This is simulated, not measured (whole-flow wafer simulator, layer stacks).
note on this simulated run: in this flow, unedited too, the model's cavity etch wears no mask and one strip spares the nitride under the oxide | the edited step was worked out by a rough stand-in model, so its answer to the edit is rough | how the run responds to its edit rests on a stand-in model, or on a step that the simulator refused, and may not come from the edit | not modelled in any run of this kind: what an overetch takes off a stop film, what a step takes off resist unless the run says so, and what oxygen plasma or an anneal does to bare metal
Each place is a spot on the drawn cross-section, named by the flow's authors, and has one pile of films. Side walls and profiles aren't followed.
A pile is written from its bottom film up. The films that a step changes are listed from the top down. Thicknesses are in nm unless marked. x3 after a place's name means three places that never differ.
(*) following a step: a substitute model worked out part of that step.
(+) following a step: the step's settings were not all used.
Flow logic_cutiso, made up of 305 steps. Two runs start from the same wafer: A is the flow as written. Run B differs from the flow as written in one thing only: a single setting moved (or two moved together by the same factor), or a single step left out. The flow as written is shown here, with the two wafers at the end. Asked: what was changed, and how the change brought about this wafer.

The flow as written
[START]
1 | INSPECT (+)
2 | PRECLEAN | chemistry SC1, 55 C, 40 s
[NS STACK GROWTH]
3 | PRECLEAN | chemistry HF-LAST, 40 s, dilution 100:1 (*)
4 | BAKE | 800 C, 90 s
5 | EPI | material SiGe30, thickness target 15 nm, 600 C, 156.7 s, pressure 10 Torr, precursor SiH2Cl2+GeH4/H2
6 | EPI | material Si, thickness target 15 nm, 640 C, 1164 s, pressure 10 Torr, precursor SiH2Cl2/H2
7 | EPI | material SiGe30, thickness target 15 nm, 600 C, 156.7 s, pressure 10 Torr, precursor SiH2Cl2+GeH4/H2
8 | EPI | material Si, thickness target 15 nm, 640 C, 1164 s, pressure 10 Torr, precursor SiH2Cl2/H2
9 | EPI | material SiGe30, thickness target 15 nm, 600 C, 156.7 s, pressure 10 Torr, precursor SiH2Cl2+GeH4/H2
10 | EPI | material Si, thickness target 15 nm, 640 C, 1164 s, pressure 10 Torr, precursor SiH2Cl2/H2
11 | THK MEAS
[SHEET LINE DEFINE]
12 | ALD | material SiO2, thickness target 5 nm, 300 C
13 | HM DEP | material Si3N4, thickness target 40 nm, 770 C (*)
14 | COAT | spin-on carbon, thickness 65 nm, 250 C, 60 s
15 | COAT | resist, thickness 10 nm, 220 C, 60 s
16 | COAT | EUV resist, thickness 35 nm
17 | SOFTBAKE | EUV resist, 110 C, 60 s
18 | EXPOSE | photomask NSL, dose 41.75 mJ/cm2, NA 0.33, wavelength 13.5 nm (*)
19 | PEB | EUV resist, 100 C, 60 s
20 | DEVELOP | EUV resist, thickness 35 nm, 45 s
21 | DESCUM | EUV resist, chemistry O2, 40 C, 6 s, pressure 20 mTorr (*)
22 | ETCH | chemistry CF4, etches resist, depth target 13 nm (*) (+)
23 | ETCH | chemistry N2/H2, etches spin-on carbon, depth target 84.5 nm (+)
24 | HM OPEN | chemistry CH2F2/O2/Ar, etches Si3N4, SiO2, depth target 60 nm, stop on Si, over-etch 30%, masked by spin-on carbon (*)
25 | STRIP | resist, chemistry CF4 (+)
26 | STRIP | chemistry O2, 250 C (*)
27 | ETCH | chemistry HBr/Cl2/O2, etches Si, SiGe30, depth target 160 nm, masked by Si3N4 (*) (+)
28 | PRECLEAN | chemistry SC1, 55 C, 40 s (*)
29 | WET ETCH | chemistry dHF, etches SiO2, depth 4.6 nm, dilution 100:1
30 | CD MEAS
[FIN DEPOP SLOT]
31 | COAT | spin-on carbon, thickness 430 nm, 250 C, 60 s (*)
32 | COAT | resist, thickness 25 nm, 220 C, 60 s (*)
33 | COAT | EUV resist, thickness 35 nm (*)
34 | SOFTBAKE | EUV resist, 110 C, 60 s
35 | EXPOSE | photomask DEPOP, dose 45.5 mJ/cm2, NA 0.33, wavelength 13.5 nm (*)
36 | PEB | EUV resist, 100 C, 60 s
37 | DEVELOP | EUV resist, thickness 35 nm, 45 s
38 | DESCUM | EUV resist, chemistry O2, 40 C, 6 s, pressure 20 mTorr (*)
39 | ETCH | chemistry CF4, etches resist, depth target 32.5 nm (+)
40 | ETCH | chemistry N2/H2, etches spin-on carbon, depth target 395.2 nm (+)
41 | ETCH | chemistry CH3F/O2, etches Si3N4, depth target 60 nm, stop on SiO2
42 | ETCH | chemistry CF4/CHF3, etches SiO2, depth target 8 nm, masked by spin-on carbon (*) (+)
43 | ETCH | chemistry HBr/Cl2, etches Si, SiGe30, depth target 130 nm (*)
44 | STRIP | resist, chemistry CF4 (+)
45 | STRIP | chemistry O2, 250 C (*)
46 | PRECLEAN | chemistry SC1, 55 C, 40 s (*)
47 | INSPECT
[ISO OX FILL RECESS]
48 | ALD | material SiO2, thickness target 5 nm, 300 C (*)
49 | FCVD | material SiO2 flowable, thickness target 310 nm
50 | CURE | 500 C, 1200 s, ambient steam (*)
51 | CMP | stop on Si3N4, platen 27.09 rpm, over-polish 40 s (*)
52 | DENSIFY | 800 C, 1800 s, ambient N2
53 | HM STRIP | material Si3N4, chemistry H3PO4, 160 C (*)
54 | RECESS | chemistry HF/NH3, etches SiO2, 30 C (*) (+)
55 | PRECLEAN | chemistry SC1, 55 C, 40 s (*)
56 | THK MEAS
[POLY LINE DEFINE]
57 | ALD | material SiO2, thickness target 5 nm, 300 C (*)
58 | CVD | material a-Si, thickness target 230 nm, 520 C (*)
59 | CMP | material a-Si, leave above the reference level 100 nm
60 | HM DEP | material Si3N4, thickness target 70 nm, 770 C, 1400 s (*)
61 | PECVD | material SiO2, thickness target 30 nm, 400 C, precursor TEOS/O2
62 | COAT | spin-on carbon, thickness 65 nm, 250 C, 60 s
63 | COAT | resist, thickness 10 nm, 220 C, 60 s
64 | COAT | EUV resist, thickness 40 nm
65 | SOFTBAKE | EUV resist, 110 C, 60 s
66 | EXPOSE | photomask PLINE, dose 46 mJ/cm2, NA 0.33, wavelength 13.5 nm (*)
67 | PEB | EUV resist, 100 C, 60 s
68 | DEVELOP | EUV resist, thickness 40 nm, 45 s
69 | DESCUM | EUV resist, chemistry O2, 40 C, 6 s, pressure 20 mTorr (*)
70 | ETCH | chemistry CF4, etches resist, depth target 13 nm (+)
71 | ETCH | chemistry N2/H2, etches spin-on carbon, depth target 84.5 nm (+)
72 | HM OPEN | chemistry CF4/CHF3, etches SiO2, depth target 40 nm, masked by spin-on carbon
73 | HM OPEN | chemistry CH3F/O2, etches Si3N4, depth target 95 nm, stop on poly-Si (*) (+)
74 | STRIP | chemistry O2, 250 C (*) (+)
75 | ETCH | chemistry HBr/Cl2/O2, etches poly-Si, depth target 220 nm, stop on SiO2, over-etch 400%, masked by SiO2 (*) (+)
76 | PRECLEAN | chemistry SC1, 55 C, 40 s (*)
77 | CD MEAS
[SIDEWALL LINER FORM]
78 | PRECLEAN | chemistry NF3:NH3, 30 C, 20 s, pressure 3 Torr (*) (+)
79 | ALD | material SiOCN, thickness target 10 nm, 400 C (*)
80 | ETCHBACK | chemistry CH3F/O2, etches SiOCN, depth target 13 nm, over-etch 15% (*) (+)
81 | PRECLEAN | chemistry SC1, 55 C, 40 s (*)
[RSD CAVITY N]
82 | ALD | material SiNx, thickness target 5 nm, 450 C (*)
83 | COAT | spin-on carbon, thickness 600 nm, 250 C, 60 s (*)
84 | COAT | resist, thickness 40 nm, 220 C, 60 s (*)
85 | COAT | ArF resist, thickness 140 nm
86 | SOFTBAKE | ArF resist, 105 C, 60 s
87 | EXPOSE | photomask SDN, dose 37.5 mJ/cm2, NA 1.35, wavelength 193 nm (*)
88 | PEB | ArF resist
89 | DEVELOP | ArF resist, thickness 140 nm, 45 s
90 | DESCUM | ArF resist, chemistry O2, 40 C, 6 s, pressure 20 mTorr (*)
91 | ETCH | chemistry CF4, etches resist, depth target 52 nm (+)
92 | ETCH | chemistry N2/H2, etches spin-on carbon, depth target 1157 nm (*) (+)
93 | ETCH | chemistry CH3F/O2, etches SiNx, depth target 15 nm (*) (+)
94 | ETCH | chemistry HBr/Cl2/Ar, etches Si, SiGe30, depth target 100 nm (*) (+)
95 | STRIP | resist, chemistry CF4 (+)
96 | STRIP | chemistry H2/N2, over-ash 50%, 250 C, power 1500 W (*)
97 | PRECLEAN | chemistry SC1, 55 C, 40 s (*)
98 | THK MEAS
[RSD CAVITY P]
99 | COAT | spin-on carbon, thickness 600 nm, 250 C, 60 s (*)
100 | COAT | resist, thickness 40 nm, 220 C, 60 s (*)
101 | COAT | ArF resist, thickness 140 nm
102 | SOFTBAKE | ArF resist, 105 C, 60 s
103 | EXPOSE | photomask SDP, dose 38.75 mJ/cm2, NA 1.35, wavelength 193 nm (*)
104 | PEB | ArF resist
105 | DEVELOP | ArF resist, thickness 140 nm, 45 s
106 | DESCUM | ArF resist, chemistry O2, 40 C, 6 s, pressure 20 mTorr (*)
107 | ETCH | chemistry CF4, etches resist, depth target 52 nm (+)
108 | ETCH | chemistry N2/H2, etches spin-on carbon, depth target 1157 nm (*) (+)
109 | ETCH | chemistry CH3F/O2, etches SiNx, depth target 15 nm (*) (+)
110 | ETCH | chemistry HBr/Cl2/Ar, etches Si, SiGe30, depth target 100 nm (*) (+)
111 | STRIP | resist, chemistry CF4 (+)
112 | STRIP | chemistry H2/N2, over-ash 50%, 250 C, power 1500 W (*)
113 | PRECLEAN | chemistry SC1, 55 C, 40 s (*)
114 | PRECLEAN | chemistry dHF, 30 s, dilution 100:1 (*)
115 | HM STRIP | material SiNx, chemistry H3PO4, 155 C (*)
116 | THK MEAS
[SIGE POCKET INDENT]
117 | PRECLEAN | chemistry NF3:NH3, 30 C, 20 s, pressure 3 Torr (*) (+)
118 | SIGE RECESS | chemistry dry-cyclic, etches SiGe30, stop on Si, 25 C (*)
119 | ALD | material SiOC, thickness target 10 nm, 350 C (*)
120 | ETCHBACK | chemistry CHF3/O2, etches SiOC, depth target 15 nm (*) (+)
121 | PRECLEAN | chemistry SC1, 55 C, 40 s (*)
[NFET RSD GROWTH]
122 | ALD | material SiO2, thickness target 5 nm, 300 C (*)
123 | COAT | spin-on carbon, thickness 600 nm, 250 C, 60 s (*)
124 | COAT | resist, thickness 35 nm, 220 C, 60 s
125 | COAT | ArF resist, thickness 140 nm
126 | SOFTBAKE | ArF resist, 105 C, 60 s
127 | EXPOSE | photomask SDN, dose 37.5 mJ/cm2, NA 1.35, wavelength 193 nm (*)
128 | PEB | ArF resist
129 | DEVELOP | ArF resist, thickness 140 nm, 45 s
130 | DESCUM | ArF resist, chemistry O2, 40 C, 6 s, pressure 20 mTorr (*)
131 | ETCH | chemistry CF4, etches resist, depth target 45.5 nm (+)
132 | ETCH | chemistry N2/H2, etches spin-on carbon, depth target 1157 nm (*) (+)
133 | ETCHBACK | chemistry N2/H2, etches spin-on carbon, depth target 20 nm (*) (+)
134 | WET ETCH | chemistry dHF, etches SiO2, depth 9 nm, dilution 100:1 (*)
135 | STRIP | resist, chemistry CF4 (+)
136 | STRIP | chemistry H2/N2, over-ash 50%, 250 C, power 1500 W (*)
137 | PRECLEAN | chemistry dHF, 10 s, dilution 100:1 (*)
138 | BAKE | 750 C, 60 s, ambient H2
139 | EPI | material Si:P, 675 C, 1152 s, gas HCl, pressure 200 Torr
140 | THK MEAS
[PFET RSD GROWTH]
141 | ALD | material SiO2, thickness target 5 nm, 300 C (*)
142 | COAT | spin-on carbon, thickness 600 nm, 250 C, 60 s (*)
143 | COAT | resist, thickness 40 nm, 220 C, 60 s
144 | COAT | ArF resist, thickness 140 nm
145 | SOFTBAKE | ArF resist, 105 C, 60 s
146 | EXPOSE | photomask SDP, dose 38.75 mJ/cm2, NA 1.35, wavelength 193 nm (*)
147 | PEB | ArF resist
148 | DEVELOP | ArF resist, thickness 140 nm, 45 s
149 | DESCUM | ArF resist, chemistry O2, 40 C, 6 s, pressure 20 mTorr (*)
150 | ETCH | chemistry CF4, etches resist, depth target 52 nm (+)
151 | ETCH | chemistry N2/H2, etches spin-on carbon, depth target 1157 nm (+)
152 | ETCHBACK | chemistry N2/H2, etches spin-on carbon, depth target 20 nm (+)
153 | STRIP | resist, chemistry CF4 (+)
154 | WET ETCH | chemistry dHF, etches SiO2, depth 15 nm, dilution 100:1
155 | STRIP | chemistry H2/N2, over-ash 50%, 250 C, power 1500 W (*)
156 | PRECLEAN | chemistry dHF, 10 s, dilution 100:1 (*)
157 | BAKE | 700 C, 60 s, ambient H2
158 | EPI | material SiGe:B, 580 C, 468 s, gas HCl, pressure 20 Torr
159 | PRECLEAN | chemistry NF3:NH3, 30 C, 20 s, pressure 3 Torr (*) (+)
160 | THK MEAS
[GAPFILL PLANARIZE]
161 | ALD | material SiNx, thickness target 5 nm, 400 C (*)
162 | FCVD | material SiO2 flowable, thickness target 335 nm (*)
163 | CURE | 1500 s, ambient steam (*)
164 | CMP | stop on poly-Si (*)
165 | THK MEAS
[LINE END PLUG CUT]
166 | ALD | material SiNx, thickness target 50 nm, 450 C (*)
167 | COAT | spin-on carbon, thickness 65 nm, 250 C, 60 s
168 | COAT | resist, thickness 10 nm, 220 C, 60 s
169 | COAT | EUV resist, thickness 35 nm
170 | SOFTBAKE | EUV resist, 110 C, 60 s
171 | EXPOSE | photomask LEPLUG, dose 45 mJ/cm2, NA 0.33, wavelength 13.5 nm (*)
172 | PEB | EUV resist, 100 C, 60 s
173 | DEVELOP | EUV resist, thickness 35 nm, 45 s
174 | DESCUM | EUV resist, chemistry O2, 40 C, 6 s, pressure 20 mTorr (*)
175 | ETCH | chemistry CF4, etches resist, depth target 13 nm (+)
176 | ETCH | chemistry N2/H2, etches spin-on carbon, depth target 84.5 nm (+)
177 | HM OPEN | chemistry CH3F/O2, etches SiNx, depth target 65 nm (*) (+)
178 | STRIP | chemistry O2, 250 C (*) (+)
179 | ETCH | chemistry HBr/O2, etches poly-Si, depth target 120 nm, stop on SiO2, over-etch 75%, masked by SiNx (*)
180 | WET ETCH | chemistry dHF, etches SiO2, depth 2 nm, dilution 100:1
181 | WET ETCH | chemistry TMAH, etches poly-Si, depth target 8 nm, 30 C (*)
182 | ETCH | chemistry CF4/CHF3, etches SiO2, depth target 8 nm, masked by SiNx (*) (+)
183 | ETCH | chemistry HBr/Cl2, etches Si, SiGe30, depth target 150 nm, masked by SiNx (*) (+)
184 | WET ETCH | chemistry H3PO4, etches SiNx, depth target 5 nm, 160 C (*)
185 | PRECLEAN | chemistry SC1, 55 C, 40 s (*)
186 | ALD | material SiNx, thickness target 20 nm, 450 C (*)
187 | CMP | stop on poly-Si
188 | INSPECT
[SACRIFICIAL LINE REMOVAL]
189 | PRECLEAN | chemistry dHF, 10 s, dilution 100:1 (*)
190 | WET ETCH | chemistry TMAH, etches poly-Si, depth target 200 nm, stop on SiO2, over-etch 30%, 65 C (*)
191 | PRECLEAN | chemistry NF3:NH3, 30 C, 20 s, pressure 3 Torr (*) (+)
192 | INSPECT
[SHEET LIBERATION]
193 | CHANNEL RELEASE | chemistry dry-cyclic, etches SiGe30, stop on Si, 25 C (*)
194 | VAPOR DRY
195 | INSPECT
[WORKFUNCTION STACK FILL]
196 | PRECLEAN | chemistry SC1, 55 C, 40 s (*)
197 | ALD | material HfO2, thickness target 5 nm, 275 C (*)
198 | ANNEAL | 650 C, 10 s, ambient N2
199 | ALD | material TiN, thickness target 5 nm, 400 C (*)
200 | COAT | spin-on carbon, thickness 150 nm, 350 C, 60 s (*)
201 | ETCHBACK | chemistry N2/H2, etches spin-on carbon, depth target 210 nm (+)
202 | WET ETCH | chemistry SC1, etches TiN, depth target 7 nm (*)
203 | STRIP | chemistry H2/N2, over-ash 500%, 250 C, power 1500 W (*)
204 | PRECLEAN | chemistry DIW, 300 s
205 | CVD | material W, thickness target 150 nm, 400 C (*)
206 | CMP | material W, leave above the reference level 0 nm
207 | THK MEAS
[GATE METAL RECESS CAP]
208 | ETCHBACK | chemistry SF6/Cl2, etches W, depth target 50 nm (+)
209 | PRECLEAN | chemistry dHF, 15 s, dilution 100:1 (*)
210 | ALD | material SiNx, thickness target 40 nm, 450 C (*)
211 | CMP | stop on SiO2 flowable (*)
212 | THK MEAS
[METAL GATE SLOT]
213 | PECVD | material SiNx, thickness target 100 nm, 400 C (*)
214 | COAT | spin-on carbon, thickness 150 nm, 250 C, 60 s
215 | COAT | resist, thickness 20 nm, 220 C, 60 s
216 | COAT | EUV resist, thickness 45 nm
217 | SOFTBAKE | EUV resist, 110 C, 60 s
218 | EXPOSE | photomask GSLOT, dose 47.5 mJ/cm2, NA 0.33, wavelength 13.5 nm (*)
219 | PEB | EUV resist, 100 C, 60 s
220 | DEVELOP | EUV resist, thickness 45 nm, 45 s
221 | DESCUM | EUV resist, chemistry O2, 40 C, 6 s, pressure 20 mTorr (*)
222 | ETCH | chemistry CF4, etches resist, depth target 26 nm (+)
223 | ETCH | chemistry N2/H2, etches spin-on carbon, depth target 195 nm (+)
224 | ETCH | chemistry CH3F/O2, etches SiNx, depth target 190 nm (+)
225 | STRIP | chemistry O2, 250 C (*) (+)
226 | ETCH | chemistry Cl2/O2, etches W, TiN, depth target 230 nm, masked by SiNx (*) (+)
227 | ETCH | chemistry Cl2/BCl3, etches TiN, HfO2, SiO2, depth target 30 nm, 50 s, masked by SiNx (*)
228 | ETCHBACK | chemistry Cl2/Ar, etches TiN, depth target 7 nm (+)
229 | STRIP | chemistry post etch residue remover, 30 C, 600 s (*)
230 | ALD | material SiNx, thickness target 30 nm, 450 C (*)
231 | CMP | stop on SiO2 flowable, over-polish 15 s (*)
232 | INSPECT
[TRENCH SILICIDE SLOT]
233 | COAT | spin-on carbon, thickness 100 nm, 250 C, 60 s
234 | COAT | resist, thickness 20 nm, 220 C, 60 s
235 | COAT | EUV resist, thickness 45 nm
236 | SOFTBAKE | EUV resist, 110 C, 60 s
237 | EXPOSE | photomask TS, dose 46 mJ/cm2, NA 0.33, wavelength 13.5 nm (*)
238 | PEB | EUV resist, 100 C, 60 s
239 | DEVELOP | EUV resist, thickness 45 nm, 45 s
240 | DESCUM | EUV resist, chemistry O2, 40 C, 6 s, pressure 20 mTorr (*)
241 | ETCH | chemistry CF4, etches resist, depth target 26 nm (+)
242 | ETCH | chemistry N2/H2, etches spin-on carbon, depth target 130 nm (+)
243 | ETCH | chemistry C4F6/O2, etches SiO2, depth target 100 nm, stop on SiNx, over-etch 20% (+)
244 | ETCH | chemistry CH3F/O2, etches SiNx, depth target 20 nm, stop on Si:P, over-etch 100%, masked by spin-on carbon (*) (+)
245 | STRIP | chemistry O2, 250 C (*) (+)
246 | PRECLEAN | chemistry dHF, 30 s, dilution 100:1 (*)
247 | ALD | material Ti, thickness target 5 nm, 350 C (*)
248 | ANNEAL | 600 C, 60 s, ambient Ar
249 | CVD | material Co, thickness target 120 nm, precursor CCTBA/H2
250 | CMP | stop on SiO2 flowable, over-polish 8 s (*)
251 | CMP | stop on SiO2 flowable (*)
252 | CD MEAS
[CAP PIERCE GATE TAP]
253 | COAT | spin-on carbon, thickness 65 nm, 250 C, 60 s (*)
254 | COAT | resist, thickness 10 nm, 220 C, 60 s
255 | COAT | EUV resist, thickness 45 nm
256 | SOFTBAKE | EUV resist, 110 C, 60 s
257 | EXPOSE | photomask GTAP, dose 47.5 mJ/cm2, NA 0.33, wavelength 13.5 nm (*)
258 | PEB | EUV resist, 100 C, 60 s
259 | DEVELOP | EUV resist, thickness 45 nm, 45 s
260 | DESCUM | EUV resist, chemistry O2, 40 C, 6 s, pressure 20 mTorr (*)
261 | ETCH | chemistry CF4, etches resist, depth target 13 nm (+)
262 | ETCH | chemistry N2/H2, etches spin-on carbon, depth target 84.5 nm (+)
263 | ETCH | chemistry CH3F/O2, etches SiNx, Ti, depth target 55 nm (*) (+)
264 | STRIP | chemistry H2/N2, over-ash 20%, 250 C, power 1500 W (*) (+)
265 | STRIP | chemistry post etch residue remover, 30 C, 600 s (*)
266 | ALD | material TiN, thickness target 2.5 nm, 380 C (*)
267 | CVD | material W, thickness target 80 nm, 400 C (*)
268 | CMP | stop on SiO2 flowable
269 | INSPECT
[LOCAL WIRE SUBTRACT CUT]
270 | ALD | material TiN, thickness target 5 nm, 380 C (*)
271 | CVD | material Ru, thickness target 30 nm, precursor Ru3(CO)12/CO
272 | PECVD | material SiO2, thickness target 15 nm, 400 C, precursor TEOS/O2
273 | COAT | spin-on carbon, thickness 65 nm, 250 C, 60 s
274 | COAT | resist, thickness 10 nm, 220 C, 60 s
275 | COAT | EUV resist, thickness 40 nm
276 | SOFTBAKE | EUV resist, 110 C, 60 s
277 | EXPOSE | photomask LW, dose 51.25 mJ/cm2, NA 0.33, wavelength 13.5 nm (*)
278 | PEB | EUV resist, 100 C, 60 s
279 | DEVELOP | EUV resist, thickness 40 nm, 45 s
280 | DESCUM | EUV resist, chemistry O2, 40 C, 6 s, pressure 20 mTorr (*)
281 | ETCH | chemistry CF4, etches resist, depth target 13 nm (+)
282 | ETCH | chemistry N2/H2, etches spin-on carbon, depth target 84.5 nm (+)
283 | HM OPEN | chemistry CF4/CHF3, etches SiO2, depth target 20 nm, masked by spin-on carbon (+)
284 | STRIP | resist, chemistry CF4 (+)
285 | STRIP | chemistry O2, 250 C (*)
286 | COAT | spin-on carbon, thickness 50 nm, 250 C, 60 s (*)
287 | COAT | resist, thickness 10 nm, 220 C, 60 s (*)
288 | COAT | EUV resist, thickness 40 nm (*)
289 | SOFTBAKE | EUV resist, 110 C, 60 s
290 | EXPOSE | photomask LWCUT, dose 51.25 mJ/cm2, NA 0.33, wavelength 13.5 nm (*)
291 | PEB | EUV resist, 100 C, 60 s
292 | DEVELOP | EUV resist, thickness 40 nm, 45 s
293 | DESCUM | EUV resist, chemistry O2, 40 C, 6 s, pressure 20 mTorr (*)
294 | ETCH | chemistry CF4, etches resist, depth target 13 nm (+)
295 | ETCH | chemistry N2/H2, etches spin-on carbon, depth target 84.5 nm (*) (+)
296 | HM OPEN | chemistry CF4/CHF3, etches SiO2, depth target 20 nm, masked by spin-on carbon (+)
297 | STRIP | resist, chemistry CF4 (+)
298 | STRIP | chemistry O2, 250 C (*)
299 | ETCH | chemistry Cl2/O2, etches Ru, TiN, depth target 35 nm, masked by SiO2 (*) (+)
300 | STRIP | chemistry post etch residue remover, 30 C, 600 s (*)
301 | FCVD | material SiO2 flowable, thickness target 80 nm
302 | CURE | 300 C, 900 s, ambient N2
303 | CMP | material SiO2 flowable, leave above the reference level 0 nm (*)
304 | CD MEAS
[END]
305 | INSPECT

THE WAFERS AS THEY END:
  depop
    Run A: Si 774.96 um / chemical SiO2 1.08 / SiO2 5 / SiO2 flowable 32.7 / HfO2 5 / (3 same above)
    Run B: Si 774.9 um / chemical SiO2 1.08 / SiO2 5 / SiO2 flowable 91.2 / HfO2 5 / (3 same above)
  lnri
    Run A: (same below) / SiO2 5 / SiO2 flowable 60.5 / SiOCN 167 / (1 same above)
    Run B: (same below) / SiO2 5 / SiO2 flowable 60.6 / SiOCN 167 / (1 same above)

What caused this: step 43, ETCH: depth target 188.5 nm was run, while the flow as written has depth target 130 nm.

The path from the change to this, step by step:
  43 | ETCH | chemistry HBr/Cl2, etches Si, SiGe30, depth target 130 nm (*)
      dpovl, gl, glp and 16 more: A -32 spin-on carbon | B -43.7 spin-on carbon
      depop: A -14 Si (all of it), -15 SiGe30 (all of it), -15 Si (all of it), -15 SiGe30 (all of it), -15 Si (all of it), -15 SiGe30 (all of it), -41 Si | B -14 Si (all of it), -15 SiGe30 (all of it), -15 Si (all of it), -15 SiGe30 (all of it), -15 Si (all of it), -15 SiGe30 (all of it), -99.5 Si
      (also at 2 further places)
  45 | STRIP | chemistry O2, 250 C (*)
      gfld, lnri: A +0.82 chemical SiO2 (new film), -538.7 spin-on carbon (all of it), -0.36 Si | B +0.81 chemical SiO2 (new film), -527 spin-on carbon (all of it), -0.36 Si
      glp, tap: A -347.6 spin-on carbon (all of it) | B -335.9 spin-on carbon (all of it)
      (also at 17 further places)
  49 | FCVD | material SiO2 flowable, thickness target 310 nm
      depop: A +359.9 SiO2 flowable (new film) | B +413.8 SiO2 flowable (new film)
      ns: A +201.3 SiO2 flowable (new film) | B +196.7 SiO2 flowable (new film)
  51 | CMP | stop on Si3N4, platen 27.09 rpm, over-polish 40 s (*)
      depop: A -200.5 SiO2 flowable | B -195.7 SiO2 flowable
      dpovl: A -200.4 SiO2 flowable | B -195.6 SiO2 flowable
      (also at 3 further places)
  52 | DENSIFY | 800 C, 1800 s, ambient N2
      depop: A -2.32 SiO2 flowable | B -3.24 SiO2 flowable
      nsgap: A -2.13 SiO2 flowable | B -2.87 SiO2 flowable
